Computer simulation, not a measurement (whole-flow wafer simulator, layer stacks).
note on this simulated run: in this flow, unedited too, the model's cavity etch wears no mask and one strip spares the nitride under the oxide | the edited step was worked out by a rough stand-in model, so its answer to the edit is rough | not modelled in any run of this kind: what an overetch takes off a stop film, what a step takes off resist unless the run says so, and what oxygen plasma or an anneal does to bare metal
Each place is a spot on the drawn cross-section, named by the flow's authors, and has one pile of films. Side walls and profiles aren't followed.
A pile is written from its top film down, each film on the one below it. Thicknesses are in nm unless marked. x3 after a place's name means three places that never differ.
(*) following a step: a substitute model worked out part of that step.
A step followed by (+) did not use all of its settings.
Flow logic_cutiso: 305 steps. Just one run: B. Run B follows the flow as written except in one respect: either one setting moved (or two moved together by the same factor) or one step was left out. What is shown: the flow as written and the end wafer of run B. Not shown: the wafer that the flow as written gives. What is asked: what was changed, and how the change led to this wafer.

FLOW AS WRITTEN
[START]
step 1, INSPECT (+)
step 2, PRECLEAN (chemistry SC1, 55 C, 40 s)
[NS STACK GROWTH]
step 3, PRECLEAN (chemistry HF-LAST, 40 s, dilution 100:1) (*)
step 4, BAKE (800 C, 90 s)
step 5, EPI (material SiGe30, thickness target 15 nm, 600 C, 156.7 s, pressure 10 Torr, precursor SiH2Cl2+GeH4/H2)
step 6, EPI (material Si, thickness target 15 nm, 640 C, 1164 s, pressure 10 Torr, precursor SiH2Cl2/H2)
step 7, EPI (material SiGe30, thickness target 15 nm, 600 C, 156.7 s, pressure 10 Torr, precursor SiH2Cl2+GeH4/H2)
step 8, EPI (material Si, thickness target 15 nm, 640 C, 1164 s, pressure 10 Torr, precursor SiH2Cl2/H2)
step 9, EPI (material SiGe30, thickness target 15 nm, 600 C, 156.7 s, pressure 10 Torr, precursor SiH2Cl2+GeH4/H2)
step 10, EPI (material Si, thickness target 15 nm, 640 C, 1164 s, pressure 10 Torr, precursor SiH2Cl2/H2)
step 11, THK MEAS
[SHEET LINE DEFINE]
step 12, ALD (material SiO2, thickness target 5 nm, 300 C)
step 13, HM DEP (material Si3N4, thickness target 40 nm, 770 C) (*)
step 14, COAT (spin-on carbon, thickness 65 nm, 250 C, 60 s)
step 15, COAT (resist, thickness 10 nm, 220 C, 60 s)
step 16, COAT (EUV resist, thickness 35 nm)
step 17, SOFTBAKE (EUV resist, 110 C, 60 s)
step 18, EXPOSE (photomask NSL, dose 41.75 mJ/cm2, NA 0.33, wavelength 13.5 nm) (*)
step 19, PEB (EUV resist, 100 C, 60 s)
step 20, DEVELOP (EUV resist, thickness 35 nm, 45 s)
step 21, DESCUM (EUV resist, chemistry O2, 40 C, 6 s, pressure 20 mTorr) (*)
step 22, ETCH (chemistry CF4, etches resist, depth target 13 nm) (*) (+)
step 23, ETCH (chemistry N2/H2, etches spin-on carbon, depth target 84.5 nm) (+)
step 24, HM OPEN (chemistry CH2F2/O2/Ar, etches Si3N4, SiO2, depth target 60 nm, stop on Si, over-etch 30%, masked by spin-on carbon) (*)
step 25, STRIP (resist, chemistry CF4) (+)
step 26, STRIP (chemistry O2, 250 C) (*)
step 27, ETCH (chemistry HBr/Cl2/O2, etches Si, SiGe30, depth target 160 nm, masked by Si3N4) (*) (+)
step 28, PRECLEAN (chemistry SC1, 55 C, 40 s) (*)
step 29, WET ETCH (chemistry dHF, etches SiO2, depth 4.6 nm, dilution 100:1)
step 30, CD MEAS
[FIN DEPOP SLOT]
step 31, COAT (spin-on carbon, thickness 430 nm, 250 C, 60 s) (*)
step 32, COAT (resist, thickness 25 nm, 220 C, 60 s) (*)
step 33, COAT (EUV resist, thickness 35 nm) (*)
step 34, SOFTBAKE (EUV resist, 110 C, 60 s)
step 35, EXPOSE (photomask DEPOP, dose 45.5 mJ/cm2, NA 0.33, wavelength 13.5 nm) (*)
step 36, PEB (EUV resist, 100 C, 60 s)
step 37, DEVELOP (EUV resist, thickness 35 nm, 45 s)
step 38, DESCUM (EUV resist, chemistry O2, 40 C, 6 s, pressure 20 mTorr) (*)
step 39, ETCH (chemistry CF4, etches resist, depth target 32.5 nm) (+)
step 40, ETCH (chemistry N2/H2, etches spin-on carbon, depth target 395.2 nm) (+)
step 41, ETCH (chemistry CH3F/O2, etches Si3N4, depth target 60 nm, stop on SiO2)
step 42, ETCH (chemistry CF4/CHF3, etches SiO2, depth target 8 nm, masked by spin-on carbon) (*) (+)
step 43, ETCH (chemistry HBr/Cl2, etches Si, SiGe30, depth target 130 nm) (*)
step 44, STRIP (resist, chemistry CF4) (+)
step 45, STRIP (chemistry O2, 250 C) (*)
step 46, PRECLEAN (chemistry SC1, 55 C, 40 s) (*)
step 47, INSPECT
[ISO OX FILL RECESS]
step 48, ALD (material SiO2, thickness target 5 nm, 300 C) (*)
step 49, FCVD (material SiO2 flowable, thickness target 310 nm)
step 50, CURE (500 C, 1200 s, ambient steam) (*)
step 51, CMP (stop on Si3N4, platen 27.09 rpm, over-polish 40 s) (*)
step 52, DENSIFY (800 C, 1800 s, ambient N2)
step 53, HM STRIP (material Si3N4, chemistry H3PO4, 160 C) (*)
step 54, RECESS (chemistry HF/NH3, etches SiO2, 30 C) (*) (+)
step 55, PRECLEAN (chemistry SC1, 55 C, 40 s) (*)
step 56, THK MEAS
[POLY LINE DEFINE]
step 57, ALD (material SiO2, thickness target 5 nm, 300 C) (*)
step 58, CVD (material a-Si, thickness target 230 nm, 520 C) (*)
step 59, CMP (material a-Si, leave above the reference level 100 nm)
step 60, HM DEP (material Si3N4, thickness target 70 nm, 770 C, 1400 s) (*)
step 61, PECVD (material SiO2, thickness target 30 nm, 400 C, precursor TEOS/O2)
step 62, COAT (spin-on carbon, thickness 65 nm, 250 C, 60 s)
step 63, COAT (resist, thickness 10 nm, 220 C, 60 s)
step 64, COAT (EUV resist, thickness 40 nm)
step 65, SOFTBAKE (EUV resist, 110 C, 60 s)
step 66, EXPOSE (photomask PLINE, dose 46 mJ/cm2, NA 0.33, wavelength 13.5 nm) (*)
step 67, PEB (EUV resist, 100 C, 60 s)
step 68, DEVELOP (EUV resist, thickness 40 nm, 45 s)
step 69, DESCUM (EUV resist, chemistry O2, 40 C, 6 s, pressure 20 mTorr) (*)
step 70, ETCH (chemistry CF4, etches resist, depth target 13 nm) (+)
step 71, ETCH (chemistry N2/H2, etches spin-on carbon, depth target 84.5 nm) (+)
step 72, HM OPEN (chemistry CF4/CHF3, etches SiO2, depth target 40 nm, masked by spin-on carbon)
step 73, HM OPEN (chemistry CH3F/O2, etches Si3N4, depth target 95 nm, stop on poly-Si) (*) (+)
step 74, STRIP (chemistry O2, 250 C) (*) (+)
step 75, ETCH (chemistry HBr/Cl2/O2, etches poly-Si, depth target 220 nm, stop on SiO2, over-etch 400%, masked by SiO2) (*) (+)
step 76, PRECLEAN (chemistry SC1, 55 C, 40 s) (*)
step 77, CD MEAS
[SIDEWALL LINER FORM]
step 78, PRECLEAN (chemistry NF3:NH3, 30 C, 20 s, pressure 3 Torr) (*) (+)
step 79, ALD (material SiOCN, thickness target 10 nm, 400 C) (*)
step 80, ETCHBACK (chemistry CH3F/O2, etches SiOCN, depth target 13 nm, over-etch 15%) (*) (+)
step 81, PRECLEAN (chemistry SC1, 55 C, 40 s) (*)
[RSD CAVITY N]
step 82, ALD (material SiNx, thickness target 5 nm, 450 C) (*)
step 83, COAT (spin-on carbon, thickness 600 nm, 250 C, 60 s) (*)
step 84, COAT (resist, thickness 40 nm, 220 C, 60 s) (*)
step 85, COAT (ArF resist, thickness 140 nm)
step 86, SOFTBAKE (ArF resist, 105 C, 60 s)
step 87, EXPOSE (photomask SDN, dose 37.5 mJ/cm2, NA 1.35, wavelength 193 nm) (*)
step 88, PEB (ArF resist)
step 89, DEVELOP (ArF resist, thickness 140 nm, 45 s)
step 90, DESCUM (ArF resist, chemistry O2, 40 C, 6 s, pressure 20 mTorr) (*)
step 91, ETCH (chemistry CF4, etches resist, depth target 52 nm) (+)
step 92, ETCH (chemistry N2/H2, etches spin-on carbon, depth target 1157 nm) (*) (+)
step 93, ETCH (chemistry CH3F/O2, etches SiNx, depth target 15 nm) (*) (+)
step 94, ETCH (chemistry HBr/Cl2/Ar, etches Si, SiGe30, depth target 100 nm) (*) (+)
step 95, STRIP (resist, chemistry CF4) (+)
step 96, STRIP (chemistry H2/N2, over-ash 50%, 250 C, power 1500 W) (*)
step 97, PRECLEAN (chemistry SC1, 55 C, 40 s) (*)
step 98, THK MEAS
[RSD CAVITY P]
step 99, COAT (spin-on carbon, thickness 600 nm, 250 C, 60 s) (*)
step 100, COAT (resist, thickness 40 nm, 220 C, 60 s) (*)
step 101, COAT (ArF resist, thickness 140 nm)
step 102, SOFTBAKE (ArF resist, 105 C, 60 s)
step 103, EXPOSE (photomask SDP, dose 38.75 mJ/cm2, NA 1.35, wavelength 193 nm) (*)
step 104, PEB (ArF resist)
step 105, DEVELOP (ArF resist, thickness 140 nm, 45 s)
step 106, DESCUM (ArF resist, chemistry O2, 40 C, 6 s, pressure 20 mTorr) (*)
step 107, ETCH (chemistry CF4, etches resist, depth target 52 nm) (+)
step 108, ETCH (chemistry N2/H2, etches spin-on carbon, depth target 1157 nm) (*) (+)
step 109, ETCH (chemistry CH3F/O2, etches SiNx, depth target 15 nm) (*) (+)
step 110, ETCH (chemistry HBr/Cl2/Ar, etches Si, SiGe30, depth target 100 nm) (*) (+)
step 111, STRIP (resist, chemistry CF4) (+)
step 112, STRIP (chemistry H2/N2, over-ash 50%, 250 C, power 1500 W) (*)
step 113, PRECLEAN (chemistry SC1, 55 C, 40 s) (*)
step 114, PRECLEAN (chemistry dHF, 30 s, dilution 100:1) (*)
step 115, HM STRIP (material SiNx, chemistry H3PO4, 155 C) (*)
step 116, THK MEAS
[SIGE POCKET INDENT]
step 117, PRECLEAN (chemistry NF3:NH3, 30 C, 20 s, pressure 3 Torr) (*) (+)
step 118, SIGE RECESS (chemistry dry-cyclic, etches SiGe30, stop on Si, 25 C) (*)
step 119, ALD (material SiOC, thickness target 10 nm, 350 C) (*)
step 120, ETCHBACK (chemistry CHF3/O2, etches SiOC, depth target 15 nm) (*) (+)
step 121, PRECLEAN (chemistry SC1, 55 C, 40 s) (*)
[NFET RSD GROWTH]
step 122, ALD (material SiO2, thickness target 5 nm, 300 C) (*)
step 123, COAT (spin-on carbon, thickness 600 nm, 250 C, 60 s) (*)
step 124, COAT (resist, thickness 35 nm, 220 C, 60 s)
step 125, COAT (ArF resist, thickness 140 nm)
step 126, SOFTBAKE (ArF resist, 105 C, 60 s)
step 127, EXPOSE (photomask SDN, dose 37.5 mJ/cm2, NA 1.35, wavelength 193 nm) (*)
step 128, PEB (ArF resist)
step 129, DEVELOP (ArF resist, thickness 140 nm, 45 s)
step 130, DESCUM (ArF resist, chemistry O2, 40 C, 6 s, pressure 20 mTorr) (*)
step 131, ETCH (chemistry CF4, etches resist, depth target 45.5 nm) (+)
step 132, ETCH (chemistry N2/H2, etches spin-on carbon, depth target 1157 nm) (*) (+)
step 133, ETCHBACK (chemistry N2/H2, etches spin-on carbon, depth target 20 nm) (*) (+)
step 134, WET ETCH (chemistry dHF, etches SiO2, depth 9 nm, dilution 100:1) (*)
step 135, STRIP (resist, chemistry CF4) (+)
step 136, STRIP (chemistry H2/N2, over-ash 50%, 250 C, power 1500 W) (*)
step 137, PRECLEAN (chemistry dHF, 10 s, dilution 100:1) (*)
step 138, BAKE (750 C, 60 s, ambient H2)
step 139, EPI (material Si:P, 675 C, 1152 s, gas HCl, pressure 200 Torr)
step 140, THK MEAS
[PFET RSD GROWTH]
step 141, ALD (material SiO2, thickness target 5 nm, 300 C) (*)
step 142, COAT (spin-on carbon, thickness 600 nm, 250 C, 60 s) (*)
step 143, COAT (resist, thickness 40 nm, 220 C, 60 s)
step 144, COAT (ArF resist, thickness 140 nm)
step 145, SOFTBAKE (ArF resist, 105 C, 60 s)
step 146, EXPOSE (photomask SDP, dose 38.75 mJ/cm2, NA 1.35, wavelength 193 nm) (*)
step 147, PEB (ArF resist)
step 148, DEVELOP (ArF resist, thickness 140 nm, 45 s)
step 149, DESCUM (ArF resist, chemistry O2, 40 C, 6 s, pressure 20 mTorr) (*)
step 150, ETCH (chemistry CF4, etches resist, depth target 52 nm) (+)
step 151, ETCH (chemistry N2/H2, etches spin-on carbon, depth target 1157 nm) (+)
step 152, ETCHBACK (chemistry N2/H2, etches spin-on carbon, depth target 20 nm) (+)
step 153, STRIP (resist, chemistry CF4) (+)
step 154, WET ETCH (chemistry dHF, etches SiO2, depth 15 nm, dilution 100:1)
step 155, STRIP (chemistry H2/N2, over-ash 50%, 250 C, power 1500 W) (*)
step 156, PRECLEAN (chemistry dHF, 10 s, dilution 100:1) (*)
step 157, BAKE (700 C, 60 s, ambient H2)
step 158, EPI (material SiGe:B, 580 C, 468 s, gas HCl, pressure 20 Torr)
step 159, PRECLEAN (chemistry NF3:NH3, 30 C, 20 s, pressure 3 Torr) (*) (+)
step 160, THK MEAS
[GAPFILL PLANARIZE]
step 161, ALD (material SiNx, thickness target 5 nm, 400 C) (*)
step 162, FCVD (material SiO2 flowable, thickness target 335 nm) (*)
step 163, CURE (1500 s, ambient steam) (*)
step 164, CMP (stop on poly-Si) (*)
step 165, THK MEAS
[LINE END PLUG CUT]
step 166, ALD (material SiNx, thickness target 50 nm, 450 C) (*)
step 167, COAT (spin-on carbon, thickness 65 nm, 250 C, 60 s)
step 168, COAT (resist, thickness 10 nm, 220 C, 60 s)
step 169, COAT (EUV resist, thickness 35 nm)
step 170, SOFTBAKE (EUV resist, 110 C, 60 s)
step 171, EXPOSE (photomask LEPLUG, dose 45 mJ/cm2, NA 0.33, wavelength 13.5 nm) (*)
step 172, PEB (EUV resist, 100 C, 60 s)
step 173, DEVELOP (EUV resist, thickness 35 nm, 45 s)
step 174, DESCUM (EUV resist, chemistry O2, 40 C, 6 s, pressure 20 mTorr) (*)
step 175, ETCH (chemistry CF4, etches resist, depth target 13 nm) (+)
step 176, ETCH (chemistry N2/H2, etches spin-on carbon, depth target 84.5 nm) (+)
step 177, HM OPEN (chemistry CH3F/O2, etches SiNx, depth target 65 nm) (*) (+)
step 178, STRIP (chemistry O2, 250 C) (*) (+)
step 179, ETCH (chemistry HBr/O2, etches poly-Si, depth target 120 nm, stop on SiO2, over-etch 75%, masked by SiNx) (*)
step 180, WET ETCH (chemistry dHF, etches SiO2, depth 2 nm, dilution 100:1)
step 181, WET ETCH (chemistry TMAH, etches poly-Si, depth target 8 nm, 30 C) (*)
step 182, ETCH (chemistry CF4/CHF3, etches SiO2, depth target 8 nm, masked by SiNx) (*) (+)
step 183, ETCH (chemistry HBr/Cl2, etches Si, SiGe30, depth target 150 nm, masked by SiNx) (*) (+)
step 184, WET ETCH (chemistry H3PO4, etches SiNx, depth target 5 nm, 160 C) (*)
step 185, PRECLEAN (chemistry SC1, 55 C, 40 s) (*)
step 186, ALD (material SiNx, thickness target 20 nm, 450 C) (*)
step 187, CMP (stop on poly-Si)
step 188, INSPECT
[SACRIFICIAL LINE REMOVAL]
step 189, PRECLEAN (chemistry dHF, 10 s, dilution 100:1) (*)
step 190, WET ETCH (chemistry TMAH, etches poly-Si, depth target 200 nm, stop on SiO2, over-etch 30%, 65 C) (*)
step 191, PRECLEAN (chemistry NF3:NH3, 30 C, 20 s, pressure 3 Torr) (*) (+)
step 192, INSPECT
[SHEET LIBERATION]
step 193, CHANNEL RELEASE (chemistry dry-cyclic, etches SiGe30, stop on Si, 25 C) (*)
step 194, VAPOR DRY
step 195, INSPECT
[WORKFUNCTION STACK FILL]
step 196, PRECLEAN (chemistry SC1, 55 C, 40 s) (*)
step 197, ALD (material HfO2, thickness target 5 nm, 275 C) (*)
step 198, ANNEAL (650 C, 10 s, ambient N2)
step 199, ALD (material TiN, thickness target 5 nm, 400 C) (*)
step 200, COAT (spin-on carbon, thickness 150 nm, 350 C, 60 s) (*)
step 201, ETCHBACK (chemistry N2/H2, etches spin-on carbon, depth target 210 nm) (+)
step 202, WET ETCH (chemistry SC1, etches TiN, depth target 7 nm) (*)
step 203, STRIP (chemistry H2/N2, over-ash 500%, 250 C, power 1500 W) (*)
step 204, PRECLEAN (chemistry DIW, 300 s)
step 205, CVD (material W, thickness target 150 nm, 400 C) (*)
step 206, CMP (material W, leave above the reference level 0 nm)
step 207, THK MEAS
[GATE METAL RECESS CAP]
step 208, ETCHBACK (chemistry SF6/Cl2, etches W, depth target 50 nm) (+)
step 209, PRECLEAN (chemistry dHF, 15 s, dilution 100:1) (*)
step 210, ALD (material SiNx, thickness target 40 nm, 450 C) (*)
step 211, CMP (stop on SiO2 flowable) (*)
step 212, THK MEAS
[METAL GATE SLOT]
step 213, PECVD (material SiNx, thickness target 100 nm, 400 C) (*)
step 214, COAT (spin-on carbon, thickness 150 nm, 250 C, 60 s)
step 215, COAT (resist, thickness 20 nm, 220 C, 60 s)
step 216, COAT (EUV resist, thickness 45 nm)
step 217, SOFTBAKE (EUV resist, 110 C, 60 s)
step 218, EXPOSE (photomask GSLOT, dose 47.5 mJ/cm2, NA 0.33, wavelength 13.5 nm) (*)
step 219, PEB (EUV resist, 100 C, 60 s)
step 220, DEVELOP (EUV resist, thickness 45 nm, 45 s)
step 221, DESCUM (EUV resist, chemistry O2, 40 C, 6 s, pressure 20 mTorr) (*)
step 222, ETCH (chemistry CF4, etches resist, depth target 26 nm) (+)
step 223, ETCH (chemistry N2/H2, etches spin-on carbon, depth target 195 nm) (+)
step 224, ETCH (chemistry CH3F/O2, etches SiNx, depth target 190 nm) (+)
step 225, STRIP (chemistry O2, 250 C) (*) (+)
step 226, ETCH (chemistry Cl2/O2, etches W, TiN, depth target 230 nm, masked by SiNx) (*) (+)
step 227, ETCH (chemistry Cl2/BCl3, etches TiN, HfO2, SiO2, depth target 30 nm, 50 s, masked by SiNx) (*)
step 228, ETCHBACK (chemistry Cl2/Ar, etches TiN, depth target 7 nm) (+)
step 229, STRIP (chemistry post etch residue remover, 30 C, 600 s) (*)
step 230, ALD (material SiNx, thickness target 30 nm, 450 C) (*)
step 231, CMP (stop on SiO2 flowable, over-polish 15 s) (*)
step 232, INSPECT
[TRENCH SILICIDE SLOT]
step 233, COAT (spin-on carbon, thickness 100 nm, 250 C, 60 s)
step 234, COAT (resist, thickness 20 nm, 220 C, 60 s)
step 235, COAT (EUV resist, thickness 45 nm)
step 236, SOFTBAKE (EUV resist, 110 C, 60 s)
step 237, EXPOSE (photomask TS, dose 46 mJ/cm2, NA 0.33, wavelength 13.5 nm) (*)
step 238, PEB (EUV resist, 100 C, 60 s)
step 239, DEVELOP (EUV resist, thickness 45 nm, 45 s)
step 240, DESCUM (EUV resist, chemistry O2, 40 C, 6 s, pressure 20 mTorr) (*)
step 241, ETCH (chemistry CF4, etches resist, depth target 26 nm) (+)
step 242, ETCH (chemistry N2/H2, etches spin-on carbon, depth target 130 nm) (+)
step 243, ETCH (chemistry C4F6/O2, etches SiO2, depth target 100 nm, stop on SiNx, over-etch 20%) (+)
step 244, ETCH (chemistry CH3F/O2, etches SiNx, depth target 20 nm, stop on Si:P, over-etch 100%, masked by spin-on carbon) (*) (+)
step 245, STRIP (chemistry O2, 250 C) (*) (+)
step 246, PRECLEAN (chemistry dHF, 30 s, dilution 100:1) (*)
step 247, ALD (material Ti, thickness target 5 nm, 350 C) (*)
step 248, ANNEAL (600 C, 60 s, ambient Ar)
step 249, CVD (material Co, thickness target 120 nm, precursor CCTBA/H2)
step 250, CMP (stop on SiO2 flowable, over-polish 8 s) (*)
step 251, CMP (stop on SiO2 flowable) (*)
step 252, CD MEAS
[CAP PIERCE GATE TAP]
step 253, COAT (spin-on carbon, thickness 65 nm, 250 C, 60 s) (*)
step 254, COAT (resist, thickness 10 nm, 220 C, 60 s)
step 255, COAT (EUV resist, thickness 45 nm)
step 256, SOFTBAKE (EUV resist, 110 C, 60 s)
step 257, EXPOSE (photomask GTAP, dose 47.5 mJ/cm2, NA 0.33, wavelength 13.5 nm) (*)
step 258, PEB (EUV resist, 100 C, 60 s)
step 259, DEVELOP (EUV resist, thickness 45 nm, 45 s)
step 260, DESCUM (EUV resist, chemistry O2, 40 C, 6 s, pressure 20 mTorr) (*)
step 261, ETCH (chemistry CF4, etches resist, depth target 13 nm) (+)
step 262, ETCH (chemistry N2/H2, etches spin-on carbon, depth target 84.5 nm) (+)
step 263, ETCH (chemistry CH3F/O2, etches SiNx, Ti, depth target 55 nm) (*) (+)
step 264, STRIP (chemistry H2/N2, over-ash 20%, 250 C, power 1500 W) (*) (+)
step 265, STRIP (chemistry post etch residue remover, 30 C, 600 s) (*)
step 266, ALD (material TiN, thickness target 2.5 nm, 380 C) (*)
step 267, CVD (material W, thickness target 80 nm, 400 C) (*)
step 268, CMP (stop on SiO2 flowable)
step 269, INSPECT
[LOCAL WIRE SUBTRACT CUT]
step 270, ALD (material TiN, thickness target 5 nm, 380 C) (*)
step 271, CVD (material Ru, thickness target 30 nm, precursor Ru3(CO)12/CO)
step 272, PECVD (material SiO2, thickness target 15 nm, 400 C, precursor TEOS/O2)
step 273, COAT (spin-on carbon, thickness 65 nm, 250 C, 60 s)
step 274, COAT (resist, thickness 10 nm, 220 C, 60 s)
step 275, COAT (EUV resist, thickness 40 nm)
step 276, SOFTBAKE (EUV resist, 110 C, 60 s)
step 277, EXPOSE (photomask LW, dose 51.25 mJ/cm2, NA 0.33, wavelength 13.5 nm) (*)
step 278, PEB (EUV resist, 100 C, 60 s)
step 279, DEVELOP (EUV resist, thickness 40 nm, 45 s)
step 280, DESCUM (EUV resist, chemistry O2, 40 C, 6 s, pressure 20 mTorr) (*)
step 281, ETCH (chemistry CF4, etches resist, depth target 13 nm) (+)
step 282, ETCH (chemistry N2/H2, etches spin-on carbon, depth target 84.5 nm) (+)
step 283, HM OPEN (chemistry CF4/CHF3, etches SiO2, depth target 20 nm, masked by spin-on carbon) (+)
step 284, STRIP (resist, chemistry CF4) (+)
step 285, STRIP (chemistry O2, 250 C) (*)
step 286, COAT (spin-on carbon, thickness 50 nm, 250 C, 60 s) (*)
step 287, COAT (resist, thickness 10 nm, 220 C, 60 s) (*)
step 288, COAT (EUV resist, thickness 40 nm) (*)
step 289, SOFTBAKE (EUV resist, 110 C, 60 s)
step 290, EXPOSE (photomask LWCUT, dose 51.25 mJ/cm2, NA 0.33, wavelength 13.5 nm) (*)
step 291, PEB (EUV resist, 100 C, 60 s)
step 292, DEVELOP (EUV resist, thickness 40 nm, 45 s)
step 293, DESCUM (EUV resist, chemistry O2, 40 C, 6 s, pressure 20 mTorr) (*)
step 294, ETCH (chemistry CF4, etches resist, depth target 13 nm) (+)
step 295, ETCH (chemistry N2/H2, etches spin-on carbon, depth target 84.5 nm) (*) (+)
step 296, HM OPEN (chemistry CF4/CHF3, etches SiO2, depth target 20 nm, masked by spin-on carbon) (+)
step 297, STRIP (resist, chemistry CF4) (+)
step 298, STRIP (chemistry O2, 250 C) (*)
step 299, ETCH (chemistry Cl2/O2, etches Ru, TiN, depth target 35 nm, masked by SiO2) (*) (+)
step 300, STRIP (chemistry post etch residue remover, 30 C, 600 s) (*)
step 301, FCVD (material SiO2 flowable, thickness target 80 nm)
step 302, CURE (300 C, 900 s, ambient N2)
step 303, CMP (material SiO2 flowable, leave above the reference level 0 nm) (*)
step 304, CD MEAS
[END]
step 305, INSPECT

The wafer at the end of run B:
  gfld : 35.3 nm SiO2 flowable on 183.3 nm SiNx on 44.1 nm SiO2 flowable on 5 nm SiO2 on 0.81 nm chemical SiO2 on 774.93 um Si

The reason: step 227, ETCH: depth target 24.8 nm was run, while the flow as written has depth target 30 nm.

Step by step, how the change led to this:
  step 227, ETCH (chemistry Cl2/BCl3, etches TiN, HfO2, SiO2, depth target 30 nm, 50 s, masked by SiNx) (*)
      gfld: -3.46 HfO2 (all of it), -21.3 SiO2 flowable (in the flow as written it would be: -3.46 HfO2 (all of it), -26.5 SiO2 flowable)
